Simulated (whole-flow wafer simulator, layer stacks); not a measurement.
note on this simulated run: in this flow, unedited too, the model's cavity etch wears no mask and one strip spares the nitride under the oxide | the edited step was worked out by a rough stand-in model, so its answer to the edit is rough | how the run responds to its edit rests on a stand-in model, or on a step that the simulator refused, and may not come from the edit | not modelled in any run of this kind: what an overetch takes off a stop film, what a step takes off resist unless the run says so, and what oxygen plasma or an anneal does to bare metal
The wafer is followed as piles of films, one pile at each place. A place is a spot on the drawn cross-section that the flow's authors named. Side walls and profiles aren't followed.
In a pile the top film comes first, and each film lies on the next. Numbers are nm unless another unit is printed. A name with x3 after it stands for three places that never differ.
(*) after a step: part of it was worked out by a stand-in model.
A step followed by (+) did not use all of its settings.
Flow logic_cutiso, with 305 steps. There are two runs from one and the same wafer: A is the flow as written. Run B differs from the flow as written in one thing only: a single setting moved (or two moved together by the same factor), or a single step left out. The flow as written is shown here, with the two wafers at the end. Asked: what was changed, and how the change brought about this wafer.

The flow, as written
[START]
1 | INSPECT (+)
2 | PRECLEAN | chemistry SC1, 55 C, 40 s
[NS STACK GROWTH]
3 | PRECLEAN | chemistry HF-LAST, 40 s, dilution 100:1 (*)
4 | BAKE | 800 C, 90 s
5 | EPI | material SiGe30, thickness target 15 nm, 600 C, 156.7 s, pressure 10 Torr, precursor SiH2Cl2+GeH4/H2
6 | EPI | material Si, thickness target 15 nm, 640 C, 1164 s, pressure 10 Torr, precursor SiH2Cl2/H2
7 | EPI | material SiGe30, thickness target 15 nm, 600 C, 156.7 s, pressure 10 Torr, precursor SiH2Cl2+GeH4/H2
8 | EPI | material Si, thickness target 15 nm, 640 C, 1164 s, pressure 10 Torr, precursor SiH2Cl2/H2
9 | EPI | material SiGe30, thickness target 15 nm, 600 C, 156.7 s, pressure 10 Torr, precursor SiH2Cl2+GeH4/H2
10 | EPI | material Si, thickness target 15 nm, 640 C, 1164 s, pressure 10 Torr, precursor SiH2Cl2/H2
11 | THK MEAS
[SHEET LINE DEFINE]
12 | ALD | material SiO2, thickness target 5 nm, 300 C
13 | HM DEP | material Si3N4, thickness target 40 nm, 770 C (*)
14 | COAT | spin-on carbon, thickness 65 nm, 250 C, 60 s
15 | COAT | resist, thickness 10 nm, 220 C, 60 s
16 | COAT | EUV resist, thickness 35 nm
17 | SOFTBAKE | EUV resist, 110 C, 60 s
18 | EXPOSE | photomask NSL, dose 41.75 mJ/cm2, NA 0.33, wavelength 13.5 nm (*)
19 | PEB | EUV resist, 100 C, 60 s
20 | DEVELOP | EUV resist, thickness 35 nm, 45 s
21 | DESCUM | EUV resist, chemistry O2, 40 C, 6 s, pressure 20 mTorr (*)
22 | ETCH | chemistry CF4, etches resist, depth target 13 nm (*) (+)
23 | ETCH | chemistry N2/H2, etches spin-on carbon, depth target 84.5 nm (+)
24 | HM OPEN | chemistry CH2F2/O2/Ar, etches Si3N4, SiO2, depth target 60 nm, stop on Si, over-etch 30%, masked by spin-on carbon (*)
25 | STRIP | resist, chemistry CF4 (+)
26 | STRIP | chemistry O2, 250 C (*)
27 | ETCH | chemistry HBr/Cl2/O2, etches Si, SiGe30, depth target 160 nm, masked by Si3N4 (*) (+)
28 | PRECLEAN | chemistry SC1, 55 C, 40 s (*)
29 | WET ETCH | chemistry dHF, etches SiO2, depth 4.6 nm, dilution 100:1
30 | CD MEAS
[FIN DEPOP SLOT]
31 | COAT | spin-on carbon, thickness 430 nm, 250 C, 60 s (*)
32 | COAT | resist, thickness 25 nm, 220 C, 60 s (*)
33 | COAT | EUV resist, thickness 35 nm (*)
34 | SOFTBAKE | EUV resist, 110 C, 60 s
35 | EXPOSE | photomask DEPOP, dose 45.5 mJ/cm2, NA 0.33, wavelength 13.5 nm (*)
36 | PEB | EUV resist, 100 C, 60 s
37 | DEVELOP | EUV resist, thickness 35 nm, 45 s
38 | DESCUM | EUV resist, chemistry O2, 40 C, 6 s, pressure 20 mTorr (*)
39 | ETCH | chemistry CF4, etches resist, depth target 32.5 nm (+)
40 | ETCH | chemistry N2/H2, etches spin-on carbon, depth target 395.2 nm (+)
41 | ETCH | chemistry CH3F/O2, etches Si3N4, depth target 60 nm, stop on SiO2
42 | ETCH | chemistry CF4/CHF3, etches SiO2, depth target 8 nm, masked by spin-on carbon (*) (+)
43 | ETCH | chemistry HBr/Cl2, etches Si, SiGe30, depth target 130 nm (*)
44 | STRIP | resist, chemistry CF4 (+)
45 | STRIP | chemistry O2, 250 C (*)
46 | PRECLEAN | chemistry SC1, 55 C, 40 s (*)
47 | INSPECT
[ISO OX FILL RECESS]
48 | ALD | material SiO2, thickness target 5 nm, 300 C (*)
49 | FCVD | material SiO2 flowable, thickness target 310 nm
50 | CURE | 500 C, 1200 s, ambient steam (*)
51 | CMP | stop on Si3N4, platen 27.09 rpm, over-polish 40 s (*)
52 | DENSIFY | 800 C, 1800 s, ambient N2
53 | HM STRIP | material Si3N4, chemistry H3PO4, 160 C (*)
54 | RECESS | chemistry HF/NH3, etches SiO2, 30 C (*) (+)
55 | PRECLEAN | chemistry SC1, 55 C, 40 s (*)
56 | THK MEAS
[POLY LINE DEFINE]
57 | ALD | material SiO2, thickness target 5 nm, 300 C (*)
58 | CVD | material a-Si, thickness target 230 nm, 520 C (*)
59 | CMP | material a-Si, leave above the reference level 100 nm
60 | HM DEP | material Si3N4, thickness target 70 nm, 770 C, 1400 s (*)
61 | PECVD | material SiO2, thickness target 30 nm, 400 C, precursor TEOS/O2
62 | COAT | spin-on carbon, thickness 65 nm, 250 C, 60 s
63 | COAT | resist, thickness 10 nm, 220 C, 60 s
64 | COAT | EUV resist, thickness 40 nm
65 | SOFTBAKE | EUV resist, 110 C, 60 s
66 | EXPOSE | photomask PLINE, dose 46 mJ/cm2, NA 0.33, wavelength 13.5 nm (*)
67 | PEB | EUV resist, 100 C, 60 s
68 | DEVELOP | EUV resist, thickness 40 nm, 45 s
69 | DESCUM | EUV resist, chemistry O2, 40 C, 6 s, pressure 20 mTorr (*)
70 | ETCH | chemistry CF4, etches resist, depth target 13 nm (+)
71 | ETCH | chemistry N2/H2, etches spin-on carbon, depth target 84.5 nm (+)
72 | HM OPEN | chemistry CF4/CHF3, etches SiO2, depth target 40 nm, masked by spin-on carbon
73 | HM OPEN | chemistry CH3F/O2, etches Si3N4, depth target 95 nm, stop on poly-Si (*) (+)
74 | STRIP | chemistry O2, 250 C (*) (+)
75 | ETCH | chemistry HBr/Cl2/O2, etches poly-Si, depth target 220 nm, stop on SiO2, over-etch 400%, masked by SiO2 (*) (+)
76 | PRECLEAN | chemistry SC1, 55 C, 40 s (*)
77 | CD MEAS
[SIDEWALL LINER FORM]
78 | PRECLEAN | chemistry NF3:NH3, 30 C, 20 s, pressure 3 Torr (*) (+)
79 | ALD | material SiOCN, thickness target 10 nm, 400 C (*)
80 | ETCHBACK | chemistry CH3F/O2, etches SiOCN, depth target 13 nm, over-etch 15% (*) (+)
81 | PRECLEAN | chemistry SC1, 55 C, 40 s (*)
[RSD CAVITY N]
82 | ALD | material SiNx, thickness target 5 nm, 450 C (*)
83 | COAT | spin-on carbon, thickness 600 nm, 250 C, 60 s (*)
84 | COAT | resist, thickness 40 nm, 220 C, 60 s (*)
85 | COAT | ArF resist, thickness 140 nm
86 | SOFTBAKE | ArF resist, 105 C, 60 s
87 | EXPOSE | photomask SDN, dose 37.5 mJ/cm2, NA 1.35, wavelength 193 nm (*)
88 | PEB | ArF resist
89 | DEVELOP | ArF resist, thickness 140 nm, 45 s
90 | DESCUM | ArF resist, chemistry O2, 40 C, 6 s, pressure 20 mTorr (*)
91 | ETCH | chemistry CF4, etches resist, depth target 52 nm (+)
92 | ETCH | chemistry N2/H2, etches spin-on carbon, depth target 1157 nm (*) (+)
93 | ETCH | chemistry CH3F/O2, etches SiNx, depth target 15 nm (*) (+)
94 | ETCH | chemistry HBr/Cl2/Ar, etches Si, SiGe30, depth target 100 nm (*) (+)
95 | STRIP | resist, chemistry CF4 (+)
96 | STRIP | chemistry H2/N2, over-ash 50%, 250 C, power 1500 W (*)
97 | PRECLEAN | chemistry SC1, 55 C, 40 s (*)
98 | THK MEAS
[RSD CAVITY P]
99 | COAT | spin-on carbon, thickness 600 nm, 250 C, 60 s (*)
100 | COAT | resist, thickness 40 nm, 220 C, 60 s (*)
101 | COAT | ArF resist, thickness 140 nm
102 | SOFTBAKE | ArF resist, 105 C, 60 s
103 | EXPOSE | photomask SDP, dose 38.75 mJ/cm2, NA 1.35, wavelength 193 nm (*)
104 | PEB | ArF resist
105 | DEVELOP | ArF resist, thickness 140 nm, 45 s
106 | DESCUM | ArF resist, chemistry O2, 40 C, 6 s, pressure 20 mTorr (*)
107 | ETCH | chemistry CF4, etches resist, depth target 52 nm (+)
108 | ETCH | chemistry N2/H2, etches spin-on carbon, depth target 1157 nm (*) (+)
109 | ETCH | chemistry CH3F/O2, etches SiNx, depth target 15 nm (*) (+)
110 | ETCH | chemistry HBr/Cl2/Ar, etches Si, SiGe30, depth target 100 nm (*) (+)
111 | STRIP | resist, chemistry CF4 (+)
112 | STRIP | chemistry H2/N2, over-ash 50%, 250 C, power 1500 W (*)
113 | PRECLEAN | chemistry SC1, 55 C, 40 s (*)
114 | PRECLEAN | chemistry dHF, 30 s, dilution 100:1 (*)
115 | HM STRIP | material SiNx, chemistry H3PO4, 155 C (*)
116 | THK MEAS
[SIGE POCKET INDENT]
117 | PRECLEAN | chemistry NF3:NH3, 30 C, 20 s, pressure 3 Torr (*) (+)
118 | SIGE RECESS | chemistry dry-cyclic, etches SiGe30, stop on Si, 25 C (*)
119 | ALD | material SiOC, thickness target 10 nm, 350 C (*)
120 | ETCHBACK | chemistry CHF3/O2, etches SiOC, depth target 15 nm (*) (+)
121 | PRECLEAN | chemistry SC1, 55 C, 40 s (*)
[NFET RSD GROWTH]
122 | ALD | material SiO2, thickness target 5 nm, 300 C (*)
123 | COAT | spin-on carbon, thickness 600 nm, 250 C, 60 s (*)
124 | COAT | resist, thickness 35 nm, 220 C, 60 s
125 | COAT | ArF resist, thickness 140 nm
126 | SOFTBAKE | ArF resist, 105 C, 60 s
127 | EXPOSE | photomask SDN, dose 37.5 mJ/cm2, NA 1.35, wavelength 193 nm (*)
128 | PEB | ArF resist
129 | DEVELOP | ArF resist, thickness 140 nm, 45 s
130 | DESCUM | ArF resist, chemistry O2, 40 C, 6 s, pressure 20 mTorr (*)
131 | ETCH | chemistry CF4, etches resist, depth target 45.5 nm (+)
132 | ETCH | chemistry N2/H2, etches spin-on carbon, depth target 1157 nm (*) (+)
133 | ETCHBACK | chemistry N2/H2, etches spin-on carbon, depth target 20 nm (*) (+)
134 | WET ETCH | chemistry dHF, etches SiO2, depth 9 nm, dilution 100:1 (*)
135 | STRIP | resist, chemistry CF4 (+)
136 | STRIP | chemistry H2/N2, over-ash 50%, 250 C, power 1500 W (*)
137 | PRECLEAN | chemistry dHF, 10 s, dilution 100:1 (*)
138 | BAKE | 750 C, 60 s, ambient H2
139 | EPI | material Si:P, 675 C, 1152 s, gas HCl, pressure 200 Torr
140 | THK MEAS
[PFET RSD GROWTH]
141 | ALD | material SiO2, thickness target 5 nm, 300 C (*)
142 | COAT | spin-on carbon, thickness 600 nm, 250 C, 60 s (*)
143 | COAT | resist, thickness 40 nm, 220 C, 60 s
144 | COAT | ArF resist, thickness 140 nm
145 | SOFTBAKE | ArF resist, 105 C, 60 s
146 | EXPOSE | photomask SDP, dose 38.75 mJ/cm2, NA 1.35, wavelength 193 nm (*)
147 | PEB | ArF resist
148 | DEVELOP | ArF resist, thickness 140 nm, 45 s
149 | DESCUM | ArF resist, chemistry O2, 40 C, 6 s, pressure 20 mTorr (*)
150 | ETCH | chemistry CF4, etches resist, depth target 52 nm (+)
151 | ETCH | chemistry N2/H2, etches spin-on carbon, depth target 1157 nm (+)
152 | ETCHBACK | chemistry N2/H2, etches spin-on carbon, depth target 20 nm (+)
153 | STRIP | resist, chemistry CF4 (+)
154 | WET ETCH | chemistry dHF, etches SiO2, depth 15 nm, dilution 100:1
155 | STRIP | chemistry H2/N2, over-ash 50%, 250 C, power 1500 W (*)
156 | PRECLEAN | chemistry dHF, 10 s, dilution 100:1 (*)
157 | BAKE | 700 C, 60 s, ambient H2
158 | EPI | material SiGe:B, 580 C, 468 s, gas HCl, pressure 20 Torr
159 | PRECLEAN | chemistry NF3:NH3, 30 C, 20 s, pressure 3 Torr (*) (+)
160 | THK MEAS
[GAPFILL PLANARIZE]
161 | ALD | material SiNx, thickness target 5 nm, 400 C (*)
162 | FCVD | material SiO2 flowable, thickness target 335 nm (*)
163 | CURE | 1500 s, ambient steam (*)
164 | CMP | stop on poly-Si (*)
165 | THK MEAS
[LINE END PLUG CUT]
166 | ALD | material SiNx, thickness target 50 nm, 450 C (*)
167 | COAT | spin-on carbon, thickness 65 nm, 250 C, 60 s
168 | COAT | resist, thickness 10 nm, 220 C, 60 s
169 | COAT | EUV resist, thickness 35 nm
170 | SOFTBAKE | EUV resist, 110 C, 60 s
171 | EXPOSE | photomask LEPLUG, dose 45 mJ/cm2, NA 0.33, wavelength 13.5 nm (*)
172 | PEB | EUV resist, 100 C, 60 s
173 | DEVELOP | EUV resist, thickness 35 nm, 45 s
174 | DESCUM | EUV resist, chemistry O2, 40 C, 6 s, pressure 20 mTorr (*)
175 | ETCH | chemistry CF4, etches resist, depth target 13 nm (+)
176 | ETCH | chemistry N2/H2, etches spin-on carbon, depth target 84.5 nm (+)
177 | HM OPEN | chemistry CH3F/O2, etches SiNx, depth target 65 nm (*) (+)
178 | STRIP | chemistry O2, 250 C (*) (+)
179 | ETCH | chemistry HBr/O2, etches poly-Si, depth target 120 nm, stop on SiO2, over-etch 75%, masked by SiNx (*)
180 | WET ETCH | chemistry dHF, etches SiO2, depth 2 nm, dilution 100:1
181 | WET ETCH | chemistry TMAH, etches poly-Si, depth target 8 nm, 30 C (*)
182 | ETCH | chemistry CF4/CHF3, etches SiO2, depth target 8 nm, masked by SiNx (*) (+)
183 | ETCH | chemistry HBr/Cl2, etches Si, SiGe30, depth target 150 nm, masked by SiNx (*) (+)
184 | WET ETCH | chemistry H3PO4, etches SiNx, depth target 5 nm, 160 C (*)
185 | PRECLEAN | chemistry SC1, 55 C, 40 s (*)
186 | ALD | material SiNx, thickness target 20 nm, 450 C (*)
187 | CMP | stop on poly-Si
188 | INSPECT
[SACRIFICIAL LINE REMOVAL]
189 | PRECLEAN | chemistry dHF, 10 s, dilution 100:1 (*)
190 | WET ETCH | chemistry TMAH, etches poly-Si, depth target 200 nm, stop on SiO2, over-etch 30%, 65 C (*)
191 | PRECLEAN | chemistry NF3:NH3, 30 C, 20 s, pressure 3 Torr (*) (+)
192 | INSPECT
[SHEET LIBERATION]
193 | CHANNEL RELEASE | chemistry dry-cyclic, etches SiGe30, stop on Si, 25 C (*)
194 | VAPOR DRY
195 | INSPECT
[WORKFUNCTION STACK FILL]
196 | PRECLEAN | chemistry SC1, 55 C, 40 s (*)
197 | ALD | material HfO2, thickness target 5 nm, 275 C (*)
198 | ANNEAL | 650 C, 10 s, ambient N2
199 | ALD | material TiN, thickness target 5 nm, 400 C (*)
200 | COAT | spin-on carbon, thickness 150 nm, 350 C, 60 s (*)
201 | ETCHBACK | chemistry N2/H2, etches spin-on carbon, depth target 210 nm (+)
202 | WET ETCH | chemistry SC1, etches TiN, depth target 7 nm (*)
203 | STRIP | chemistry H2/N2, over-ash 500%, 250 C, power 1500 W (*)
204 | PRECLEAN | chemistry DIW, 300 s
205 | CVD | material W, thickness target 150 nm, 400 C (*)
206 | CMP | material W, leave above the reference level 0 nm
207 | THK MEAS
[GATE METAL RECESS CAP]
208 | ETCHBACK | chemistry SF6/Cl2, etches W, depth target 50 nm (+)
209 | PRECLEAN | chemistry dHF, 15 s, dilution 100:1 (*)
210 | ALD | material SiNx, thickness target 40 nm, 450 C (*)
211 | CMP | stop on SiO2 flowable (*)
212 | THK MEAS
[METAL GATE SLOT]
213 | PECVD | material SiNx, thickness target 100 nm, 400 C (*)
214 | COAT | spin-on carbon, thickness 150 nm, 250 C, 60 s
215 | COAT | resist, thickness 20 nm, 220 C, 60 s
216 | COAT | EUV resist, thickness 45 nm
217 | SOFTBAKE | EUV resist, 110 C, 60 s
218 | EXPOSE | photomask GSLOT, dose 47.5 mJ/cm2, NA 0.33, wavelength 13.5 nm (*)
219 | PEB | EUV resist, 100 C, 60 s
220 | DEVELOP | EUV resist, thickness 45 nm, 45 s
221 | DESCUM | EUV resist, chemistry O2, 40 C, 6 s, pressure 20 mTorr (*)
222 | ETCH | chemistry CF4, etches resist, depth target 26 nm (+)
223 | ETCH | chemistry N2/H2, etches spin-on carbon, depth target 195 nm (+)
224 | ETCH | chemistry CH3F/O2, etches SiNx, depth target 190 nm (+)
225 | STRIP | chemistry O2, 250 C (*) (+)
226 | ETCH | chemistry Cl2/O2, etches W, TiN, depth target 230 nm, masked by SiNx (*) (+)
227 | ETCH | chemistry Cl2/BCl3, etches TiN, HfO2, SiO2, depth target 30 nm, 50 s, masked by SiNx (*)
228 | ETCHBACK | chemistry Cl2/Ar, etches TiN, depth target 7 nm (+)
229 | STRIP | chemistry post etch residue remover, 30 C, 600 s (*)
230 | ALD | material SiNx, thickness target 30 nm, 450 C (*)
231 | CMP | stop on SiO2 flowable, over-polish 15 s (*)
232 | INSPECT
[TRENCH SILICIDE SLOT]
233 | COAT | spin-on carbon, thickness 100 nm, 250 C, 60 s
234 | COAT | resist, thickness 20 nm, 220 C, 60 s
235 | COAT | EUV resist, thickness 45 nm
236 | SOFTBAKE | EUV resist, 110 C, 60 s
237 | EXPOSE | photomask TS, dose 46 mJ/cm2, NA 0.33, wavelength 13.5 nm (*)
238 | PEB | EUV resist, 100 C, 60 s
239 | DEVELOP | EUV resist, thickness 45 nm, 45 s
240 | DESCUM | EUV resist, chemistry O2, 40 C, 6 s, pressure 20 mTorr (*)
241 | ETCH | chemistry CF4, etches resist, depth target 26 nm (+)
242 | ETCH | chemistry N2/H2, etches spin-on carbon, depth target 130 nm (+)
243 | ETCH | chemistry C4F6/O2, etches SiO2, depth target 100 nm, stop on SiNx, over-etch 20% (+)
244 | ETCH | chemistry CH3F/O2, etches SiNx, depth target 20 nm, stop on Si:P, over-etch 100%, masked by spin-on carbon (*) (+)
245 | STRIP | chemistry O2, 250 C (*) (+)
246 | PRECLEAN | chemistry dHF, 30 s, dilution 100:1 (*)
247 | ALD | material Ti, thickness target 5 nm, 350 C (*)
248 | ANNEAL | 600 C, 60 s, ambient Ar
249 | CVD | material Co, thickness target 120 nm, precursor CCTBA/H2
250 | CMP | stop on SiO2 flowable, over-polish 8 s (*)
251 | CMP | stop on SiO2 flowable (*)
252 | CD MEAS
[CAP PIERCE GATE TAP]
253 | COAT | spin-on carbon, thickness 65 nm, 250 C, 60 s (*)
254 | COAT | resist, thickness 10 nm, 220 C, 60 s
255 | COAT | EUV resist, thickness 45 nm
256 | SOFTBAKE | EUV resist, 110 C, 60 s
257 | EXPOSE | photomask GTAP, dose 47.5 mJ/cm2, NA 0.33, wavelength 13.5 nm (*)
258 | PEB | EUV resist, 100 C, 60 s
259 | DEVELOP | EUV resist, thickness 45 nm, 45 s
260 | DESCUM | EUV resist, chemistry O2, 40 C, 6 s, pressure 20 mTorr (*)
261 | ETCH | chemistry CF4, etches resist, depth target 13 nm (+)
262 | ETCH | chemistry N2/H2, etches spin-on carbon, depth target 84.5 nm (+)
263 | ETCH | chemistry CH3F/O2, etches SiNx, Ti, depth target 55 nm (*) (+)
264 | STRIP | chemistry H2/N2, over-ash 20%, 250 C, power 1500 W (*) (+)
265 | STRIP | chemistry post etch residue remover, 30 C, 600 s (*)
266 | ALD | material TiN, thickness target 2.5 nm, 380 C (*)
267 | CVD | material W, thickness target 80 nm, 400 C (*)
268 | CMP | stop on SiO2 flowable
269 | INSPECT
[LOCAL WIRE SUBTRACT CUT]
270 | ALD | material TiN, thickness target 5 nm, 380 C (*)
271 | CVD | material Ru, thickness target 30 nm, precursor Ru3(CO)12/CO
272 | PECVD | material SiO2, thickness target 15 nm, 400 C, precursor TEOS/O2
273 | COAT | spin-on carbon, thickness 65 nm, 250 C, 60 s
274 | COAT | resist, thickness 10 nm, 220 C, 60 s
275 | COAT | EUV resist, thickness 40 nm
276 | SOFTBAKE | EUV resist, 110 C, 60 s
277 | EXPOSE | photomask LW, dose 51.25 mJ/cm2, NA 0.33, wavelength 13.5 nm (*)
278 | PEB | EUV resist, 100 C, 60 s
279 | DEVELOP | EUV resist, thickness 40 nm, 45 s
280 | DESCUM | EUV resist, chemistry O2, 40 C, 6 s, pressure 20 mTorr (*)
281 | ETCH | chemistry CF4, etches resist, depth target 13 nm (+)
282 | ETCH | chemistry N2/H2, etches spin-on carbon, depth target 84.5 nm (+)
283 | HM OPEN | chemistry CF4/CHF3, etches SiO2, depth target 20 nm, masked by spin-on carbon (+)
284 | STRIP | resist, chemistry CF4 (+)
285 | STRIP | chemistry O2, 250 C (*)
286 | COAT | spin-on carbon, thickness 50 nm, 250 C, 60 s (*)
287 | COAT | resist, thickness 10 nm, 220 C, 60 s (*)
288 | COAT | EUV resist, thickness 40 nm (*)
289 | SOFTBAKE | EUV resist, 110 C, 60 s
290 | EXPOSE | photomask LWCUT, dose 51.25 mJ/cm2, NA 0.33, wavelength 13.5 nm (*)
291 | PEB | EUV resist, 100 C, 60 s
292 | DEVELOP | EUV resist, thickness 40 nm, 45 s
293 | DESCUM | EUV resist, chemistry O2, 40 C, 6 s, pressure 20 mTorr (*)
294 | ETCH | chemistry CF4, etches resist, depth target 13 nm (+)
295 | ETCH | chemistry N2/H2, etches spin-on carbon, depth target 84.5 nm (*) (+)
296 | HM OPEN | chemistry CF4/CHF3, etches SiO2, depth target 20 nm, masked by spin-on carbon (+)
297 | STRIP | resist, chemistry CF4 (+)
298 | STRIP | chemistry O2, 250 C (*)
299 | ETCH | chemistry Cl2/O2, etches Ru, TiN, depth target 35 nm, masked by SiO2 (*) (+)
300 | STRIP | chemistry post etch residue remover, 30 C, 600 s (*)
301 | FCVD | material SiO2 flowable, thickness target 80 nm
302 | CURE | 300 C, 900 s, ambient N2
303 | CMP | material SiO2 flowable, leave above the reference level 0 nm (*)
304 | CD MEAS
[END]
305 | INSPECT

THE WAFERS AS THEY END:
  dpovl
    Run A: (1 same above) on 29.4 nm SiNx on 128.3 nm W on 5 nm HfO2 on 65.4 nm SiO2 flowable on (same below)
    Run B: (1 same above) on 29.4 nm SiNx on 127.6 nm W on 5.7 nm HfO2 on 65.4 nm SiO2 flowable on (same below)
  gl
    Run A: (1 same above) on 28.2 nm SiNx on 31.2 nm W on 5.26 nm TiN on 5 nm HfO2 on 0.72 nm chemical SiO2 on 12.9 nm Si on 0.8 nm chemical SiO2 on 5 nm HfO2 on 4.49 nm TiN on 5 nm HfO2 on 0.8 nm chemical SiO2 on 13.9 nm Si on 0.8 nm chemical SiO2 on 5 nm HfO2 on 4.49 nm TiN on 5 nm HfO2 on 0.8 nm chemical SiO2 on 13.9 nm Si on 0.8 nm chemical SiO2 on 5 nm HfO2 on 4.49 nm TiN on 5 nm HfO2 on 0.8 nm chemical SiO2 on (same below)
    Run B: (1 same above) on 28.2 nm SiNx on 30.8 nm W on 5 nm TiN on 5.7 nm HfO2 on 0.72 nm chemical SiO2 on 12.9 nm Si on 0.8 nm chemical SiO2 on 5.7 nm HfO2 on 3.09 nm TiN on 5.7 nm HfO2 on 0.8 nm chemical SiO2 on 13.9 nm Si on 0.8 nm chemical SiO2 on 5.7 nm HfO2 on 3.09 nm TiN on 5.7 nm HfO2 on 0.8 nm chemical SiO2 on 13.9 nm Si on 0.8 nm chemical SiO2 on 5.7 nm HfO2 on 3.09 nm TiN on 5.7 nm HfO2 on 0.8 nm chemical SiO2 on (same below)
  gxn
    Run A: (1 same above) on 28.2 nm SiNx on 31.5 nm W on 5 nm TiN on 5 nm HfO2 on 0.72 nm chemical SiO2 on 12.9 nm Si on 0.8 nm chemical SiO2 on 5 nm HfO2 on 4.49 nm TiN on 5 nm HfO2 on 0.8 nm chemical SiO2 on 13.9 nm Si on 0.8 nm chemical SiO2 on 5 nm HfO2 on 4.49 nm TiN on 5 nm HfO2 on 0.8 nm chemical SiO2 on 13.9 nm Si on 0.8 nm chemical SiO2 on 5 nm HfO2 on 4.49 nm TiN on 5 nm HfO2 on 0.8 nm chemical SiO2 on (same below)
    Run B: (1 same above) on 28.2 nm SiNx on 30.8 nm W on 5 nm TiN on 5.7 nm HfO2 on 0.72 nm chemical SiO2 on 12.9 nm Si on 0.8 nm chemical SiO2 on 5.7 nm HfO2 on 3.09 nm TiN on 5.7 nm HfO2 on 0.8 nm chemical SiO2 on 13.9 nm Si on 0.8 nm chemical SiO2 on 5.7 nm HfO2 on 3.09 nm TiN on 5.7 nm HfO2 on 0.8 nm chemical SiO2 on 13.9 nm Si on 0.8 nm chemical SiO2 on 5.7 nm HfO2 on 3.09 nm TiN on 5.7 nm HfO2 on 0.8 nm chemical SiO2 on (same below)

Cause: step 197, ALD: thickness target 5.7 nm was run, though the flow has thickness target 5 nm.
One can read it off the wafer: dpovl has HfO2 5.7, and step 197 as written asks for 5 nm.

The path from the change to this, step by step:
  197 | ALD | material HfO2, thickness target 5 nm, 275 C (*)
      depop, dpovl, gfld and 12 more: A HfO2 gains 5 (new film) | B HfO2 gains 5.7 (new film)
      gl, glp, gxn, gxp, ns, tap: A HfO2 gains 5 (new film), HfO2 gains 5 (new film), cavity loses 10, HfO2 gains 5 (new film), HfO2 gains 5 (new film), cavity loses 10, HfO2 gains 5 (new film), HfO2 gains 5 (new film), cavity loses 10, HfO2 gains 5 (new film) | B HfO2 gains 5.7 (new film), HfO2 gains 5.7 (new film), cavity loses 11.4, HfO2 gains 5.7 (new film), HfO2 gains 5.7 (new film), cavity loses 11.4, HfO2 gains 5.7 (new film), HfO2 gains 5.7 (new film), cavity loses 11.4, HfO2 gains 5.7 (new film)
      (as well as at 1 more place)
  199 | ALD | material TiN, thickness target 5 nm, 400 C (*)
      gl, glp, tap: A TiN gains 5.26 (new film), TiN gains 4.49 (new film), cavity loses 4.49 (all of it), TiN gains 4.49 (new film), cavity loses 4.49 (all of it), TiN gains 4.49 (new film), cavity loses 4.49 (all of it) | B TiN gains 5 (new film), TiN gains 3.09 (new film), cavity loses 3.09 (all of it), TiN gains 3.09 (new film), cavity loses 3.09 (all of it), TiN gains 3.09 (new film), cavity loses 3.09 (all of it)
      gxn, gxp, ns: A TiN gains 5 (new film), TiN gains 4.49 (new film), cavity loses 4.49 (all of it), TiN gains 4.49 (new film), cavity loses 4.49 (all of it), TiN gains 4.49 (new film), cavity loses 4.49 (all of it) | B TiN gains 5 (new film), TiN gains 3.09 (new film), cavity loses 3.09 (all of it), TiN gains 3.09 (new film), cavity loses 3.09 (all of it), TiN gains 3.09 (new film), cavity loses 3.09 (all of it)
      (as well as at 2 more places)
  200 | COAT | spin-on carbon, thickness 150 nm, 350 C, 60 s (*)
      gxf: A spin-on carbon gains 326 (new film) | B spin-on carbon gains 239.2 (new film)
  203 | STRIP | chemistry H2/N2, over-ash 500%, 250 C, power 1500 W (*)
      gl, glp: A spin-on carbon loses 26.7 (all of it) | B spin-on carbon loses 29.2 (all of it)
      gxn, gxp: A spin-on carbon loses 26.8 (all of it) | B spin-on carbon loses 29 (all of it)
      (as well as at 3 more places)
  205 | CVD | material W, thickness target 150 nm, 400 C (*)
      gxf: A W gains 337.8 (new film) | B W gains 248.7 (new film)
  206 | CMP | material W, leave above the reference level 0 nm
      lnr, lnri, lnrp, lnrt: A W loses 150 (all of it), HfO2 loses 5 (all of it), SiOCN loses 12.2 | B W loses 150 (all of it), HfO2 loses 5.7 (all of it), SiOCN loses 12.2
      rsdn, rsdp, rsdw, rsdx: A W loses 162.2 (all of it), HfO2 loses 5 (all of it) | B W loses 162.2 (all of it), HfO2 loses 5.7 (all of it)
      (as well as at 2 more places)
  226 | ETCH | chemistry Cl2/O2, etches W, TiN, depth target 230 nm, masked by SiNx (*) (+)
      gfld: A W loses 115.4 (all of it), TiN loses 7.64 (all of it), HfO2 loses 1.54 | B W loses 115.4 (all of it), TiN loses 6.94 (all of it), HfO2 loses 1.53
  227 | ETCH | chemistry Cl2/BCl3, etches TiN, HfO2, SiO2, depth target 30 nm, 50 s, masked by SiNx (*)
      gfld: A HfO2 loses 3.46 (all of it), SiO2 flowable loses 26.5 | B HfO2 loses 4.17 (all of it), SiO2 flowable loses 25.8
